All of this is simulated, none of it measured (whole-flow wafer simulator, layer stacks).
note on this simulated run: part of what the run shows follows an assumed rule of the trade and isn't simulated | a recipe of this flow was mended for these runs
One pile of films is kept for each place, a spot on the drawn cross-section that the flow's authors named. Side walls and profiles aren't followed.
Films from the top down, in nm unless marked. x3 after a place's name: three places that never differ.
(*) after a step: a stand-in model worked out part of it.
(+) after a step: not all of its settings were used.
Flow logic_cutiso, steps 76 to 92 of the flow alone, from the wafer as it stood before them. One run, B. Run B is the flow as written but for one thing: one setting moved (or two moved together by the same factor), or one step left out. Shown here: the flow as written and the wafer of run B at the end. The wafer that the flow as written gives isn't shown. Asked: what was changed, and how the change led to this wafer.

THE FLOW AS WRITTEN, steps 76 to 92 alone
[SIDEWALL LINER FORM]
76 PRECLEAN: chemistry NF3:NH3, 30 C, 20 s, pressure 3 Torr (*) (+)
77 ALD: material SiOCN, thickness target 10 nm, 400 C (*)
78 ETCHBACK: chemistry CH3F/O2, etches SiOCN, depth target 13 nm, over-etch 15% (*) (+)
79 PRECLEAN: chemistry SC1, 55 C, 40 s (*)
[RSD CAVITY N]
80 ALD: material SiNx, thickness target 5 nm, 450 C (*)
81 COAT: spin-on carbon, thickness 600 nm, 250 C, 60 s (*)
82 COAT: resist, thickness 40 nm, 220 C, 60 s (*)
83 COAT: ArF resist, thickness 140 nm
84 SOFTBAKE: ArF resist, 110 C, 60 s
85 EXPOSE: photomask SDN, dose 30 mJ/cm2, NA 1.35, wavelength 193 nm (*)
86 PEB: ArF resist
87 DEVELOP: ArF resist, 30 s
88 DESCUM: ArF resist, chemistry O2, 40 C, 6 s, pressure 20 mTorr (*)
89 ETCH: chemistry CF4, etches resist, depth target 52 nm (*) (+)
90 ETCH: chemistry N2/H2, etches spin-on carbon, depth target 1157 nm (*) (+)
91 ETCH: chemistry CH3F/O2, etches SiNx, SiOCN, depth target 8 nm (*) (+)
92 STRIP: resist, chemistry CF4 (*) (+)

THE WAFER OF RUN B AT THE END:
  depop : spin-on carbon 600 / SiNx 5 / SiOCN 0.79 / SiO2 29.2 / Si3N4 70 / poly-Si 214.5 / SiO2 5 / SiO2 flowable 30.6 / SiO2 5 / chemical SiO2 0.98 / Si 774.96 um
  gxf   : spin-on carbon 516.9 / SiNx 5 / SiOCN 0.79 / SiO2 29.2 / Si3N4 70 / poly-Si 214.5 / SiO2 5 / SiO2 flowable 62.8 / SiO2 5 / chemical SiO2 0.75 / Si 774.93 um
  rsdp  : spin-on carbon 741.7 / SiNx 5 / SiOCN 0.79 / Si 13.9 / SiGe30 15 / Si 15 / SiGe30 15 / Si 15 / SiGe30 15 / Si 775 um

The cause: step 78, ETCHBACK: depth target 9.2 nm was run, where the flow has depth target 13 nm.

How the change led to this, step by step:
  78 ETCHBACK: chemistry CH3F/O2, etches SiOCN, depth target 13 nm, over-etch 15% (*) (+)
      depop, dpovl x3, gfld and 8 more: SiOCN -9.2 (as written it would be: SiOCN -10 (all of it), SiO2 -0.75)
      rsdn, rsdp, rsdw, rsdx: SiOCN -9.2 (as written it would be: SiOCN -10 (all of it), Si -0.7)
      (and at 1 more place)
  91 ETCH: chemistry CH3F/O2, etches SiNx, SiOCN, depth target 8 nm (*) (+)
      gl, gxn, tap: SiNx -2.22 (all of it), SiOCN -0.79 (all of it), SiO2 -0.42 (as written it would be: SiNx -2.19 (all of it), SiO2 -0.48)
      rsdn, rsdx: SiNx -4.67 (all of it), SiOCN -0.79 (all of it), Si -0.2 (as written it would be: SiNx -4.63 (all of it), chemical SiO2 -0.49 (all of it))
